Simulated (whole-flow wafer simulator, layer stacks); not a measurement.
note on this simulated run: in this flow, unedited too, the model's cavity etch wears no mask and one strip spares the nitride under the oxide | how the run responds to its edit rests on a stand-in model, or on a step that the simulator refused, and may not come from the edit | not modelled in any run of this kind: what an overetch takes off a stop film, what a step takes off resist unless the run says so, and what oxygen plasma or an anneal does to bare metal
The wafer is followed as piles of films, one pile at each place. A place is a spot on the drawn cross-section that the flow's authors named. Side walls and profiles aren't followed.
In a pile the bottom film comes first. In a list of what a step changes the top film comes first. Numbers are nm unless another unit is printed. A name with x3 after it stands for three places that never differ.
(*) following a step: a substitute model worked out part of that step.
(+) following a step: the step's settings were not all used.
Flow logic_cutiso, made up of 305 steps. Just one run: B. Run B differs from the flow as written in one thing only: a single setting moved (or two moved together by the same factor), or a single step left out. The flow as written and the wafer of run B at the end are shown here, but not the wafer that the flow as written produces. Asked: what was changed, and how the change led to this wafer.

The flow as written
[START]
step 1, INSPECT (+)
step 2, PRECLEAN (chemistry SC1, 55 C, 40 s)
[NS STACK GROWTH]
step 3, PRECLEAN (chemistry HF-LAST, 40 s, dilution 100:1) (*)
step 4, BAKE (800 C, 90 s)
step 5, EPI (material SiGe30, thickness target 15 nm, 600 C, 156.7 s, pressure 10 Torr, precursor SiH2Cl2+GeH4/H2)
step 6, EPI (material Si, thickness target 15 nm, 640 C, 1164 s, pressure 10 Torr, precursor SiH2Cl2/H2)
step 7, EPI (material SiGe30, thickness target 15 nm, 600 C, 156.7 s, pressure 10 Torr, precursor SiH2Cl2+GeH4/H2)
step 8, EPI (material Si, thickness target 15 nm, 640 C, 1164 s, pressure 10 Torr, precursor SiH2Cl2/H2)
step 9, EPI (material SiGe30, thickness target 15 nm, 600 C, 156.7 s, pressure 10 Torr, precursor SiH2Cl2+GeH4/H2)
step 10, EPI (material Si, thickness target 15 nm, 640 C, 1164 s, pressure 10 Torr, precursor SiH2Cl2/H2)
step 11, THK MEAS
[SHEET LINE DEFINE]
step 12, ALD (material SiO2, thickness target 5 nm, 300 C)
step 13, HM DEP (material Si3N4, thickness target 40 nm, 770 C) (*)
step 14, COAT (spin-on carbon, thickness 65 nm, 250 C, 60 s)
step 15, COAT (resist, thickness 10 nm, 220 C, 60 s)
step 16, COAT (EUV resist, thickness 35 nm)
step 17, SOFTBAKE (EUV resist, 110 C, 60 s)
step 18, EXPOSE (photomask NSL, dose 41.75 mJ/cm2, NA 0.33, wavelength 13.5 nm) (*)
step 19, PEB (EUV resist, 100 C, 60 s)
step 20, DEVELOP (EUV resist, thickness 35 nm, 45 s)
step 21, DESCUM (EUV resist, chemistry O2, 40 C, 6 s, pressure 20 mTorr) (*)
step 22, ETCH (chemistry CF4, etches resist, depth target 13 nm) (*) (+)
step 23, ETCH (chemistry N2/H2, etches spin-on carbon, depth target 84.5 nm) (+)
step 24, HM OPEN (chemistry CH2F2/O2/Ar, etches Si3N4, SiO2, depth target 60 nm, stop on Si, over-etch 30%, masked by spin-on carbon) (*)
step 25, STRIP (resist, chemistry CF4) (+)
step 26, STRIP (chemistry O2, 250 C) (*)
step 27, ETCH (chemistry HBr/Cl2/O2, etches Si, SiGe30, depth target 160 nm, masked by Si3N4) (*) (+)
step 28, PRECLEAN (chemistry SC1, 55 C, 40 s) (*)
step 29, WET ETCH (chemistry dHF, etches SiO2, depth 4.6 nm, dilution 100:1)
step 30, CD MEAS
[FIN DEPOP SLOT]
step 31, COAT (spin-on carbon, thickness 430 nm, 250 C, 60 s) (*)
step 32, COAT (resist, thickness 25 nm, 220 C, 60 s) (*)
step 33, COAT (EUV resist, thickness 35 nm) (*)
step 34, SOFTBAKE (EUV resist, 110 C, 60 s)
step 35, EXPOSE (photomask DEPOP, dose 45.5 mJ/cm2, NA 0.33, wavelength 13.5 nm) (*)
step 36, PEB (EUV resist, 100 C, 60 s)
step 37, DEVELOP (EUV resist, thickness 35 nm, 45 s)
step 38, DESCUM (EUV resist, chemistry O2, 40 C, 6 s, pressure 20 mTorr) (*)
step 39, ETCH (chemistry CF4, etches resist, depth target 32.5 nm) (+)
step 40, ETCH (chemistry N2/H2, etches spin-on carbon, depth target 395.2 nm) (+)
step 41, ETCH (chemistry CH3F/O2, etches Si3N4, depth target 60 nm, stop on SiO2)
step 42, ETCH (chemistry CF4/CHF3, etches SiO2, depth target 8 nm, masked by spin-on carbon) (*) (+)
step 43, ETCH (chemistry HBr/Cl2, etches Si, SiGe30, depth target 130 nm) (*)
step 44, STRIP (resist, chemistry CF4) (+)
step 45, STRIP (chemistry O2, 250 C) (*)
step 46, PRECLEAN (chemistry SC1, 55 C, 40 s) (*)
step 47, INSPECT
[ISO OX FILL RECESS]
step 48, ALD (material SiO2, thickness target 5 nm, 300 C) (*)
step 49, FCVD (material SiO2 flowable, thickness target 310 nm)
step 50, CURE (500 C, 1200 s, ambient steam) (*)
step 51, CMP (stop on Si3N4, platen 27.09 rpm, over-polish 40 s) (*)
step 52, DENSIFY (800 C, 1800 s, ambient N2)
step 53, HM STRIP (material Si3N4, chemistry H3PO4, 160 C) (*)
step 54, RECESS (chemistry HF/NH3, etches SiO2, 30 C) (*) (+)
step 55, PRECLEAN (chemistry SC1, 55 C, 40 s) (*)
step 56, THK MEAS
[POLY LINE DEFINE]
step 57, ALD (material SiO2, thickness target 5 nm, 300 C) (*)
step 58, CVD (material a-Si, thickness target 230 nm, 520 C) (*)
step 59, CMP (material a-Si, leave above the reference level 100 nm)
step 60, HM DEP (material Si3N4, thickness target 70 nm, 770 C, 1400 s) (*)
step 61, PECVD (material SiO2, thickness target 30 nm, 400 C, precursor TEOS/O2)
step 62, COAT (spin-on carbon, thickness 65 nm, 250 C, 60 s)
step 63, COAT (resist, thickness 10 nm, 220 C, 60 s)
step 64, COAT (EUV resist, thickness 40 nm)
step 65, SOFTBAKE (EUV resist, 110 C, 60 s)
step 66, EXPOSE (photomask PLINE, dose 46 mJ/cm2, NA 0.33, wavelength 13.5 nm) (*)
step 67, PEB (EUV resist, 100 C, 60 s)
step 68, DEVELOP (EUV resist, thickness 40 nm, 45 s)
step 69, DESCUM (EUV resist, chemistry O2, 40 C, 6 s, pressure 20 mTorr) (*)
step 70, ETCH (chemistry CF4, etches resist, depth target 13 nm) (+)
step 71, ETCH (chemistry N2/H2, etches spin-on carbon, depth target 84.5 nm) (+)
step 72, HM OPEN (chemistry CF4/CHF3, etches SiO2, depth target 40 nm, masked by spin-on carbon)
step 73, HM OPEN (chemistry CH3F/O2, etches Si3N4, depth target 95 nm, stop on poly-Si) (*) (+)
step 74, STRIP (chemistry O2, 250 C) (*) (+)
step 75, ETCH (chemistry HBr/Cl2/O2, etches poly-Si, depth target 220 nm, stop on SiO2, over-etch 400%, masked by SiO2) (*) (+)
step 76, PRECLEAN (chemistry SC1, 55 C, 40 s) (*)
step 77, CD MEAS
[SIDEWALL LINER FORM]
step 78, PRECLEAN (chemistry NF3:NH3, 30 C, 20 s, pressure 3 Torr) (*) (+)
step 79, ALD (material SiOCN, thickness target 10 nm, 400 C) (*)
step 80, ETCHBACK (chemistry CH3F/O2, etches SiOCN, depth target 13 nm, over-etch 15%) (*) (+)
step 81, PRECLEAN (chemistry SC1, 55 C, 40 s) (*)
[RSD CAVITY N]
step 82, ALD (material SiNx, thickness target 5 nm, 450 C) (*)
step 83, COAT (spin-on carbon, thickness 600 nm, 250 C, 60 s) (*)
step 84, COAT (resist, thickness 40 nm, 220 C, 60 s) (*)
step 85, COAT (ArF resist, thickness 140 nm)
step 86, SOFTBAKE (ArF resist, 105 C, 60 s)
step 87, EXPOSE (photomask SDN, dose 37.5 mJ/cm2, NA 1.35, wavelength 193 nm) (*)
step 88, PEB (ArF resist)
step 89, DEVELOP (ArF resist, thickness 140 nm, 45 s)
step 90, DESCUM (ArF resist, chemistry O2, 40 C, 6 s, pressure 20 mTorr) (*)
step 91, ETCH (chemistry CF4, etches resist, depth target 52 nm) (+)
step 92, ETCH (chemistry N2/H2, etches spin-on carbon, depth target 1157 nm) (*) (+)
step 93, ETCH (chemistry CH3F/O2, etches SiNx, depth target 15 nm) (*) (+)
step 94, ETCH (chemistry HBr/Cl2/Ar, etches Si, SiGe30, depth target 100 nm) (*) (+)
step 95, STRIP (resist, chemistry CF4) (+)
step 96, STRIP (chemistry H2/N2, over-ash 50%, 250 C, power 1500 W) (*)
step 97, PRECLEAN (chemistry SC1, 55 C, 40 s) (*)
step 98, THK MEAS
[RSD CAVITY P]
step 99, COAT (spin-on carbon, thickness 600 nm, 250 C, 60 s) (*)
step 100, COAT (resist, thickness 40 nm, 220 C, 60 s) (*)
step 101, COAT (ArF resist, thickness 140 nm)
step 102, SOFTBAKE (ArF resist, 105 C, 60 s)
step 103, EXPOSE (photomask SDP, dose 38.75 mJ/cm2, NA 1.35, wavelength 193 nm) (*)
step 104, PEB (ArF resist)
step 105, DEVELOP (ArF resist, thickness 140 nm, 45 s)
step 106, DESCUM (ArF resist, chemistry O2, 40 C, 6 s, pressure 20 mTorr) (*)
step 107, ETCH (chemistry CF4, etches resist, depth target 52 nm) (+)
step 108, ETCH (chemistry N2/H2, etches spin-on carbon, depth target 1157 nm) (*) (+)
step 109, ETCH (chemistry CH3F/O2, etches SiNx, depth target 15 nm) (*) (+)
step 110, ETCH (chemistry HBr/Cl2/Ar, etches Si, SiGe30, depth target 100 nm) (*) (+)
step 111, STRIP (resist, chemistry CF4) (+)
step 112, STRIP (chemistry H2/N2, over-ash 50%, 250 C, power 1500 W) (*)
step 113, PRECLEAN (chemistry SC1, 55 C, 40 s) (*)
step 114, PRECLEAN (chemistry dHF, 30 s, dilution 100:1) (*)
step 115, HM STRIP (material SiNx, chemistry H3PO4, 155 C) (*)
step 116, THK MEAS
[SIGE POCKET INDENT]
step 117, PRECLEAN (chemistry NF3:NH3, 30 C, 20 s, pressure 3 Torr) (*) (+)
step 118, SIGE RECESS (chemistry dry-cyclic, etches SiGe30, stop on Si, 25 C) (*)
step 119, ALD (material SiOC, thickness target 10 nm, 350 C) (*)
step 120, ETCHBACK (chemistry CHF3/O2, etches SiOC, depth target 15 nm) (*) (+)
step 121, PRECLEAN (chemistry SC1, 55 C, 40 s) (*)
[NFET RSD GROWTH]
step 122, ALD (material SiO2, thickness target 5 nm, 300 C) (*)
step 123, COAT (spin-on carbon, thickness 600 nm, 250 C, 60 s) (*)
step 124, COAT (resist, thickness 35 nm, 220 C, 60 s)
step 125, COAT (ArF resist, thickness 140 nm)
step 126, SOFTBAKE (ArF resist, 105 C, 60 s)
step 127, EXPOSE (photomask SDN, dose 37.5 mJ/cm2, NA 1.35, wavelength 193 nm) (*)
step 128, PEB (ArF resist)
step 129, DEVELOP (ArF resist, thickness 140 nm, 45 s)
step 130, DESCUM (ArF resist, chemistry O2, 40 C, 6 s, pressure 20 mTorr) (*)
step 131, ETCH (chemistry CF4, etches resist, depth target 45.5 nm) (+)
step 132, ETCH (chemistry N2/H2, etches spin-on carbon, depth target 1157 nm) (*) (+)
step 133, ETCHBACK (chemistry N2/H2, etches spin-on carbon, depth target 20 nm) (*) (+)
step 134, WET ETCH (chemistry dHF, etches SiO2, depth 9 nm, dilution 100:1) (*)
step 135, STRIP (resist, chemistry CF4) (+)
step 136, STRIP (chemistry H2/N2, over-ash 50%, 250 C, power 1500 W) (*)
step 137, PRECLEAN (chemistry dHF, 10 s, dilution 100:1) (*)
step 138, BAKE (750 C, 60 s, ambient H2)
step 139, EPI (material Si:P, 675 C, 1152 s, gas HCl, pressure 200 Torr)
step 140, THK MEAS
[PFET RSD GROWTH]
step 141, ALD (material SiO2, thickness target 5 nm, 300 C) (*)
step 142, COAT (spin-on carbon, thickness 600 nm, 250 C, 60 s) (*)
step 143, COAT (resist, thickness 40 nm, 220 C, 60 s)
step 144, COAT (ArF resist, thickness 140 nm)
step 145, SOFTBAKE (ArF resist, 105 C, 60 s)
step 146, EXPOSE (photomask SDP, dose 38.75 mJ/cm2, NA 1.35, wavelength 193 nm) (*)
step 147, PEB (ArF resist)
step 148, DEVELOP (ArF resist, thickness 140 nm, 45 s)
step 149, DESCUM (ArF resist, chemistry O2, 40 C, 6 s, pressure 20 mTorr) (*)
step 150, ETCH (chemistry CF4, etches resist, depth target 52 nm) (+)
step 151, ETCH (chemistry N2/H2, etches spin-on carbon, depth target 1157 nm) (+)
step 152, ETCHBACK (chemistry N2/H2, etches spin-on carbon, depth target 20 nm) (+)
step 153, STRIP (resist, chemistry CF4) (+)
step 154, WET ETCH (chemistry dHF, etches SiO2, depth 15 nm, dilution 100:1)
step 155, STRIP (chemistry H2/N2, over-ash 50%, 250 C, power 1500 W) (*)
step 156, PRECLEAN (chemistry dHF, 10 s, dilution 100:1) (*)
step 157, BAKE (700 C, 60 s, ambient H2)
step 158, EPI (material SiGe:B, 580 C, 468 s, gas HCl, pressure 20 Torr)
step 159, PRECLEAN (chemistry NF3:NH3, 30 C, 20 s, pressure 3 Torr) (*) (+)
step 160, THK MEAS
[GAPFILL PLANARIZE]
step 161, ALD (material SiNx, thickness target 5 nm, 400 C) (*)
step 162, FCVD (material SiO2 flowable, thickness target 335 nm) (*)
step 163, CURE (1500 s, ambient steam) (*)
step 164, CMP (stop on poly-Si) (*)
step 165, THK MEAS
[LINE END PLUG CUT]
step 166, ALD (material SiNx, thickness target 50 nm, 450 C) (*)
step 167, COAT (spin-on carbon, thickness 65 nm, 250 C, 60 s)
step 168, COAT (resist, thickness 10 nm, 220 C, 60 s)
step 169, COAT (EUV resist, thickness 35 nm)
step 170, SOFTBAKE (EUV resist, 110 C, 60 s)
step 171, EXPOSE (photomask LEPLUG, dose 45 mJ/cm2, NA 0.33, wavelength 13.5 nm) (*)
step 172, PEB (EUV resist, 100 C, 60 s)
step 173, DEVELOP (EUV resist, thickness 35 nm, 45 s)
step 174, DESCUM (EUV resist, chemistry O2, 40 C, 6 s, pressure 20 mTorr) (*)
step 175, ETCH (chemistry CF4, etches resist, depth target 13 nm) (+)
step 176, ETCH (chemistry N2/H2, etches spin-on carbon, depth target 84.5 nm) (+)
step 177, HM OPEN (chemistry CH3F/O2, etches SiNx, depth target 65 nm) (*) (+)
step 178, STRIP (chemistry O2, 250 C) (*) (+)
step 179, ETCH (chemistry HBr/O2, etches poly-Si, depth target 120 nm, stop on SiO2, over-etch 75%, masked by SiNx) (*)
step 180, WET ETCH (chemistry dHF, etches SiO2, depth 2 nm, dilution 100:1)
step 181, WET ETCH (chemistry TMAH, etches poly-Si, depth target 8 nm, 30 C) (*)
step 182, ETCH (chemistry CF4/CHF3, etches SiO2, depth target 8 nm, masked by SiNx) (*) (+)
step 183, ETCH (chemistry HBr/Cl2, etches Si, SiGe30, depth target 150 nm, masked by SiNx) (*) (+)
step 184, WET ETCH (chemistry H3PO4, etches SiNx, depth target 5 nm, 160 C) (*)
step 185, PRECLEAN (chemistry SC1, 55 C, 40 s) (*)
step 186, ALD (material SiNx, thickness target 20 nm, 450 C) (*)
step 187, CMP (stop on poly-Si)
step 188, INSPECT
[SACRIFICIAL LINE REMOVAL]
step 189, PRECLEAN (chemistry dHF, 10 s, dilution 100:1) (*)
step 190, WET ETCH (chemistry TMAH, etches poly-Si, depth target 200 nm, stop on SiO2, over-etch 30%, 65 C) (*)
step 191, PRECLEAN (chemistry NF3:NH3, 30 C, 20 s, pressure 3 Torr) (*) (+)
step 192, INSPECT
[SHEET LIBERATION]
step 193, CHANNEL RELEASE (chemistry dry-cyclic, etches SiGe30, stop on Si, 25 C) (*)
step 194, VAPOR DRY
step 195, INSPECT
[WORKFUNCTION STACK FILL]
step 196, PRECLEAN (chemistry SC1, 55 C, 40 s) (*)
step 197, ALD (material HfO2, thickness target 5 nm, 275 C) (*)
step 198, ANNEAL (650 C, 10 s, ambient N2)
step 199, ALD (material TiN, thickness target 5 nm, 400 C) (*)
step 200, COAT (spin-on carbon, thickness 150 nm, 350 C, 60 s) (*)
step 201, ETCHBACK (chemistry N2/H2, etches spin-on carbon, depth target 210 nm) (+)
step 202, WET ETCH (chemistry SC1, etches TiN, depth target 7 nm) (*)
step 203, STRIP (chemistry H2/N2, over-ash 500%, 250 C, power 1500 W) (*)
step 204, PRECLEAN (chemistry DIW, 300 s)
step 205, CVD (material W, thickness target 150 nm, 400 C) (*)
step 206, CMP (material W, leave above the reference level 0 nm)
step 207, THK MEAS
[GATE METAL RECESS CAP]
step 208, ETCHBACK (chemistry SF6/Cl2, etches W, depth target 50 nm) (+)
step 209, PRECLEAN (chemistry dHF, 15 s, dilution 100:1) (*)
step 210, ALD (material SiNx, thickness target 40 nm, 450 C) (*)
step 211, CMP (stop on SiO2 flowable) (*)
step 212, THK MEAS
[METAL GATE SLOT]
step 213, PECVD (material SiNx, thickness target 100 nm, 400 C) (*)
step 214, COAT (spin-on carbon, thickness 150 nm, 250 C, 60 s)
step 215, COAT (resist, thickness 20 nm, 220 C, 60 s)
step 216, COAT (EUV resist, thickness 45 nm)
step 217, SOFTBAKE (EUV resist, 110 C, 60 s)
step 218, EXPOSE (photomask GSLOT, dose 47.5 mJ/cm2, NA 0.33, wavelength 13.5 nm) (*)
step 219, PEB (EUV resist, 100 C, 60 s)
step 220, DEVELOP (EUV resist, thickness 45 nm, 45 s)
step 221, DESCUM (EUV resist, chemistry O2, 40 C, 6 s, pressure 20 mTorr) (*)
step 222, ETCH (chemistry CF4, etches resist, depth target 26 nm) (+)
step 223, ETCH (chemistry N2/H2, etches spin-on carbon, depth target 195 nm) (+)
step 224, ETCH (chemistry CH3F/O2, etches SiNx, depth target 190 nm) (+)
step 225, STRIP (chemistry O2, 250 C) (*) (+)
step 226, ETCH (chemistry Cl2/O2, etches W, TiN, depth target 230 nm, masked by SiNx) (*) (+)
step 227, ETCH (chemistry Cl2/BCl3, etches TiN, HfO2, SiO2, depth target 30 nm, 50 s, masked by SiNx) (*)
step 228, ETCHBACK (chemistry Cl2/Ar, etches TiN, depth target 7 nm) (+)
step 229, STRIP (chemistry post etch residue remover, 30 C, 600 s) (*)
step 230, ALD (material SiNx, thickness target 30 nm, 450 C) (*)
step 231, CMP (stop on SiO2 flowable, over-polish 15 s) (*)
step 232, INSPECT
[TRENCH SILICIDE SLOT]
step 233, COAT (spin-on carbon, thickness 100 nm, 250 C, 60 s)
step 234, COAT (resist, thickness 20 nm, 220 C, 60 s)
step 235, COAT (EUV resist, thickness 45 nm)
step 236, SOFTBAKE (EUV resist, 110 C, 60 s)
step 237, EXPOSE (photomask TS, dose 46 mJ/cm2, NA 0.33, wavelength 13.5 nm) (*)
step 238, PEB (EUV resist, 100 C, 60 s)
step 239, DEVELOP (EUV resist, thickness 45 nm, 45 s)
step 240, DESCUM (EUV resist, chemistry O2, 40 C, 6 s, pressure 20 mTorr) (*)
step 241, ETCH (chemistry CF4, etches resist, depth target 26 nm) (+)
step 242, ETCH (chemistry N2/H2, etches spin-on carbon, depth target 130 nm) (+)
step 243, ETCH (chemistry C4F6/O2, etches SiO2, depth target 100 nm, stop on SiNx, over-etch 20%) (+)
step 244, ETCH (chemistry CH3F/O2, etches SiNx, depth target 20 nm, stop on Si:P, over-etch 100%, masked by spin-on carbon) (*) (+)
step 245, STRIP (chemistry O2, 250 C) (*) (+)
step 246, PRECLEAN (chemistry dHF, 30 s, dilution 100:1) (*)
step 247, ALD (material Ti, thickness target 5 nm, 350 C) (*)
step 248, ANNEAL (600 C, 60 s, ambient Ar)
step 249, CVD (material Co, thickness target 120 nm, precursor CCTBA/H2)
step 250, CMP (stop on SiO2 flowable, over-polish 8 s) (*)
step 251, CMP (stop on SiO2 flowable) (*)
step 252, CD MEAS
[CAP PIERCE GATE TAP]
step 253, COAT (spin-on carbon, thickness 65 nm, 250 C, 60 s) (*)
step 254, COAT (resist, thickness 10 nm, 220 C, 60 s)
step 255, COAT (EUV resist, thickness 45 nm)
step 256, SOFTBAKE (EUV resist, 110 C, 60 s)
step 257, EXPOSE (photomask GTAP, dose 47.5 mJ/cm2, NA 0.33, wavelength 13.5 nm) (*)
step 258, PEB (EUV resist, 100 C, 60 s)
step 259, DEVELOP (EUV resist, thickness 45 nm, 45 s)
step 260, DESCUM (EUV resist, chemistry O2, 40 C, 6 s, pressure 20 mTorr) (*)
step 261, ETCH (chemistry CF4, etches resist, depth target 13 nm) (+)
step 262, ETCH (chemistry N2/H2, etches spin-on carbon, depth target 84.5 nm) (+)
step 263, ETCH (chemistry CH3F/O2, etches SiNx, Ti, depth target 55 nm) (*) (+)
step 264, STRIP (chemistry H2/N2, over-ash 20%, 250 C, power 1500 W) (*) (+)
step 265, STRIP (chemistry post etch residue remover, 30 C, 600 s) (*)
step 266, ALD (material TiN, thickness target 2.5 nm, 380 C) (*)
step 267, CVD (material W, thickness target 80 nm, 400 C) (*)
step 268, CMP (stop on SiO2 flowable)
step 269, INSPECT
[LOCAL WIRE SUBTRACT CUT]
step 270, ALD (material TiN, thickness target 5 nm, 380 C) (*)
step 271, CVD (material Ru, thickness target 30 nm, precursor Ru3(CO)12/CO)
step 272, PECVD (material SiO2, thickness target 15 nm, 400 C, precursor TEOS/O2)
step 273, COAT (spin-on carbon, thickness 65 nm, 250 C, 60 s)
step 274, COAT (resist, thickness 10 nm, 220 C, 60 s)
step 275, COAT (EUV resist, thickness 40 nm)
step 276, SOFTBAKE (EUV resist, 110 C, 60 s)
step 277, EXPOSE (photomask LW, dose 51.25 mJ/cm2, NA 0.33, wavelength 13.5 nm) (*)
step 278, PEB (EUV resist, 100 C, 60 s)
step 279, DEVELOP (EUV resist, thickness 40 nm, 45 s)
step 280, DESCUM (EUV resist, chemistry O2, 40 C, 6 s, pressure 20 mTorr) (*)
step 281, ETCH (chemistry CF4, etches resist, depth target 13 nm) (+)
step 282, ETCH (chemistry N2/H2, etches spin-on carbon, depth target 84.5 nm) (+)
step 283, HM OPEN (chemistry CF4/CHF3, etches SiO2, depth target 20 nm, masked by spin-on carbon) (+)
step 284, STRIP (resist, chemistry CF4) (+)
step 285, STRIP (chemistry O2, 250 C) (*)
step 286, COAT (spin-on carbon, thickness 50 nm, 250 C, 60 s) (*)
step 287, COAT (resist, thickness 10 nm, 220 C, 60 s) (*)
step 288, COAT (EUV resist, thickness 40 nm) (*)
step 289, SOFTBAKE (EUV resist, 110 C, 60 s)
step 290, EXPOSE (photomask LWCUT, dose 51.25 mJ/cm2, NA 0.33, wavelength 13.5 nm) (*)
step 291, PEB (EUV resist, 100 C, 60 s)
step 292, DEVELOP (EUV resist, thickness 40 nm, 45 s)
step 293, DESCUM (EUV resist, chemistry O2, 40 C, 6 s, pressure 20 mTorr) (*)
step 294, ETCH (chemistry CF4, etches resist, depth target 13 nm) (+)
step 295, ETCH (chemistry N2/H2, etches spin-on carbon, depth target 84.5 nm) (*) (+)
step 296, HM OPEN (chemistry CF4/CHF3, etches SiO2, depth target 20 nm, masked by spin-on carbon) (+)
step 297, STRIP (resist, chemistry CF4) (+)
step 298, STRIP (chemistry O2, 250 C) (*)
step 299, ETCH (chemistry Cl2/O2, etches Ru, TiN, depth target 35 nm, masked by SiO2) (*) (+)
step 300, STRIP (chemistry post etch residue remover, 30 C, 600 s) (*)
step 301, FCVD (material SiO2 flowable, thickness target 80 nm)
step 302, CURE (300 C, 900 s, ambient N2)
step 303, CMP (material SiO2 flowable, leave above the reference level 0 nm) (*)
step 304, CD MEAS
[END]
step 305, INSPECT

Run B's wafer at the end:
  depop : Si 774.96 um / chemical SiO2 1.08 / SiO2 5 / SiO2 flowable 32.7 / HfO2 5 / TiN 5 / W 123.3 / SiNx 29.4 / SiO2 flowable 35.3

Cause: step 201, ETCHBACK: depth target 157.5 nm was run, though the flow has depth target 210 nm.

Step by step, how the change led to this:
  step 201, ETCHBACK (chemistry N2/H2, etches spin-on carbon, depth target 210 nm) (+)
      depop: -157.5 spin-on carbon (in the flow as written it would be: -194.7 spin-on carbon (all of it))
      dpovl: -157.5 spin-on carbon (in the flow as written it would be: -194.8 spin-on carbon (all of it))
      (and at 9 other places as well)
  step 202, WET ETCH (chemistry SC1, etches TiN, depth target 7 nm) (*)
      depop, dpovl, isow, nsgap: -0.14 spin-on carbon (in the flow as written it would be: -5 TiN (all of it))
  step 203, STRIP (chemistry H2/N2, over-ash 500%, 250 C, power 1500 W) (*)
      depop, dpovl: -37.1 spin-on carbon (all of it) (in the flow as written it would be: nothing)
      isow: -37.8 spin-on carbon (all of it) (in the flow as written it would be: nothing)
      (and at 8 other places as well)
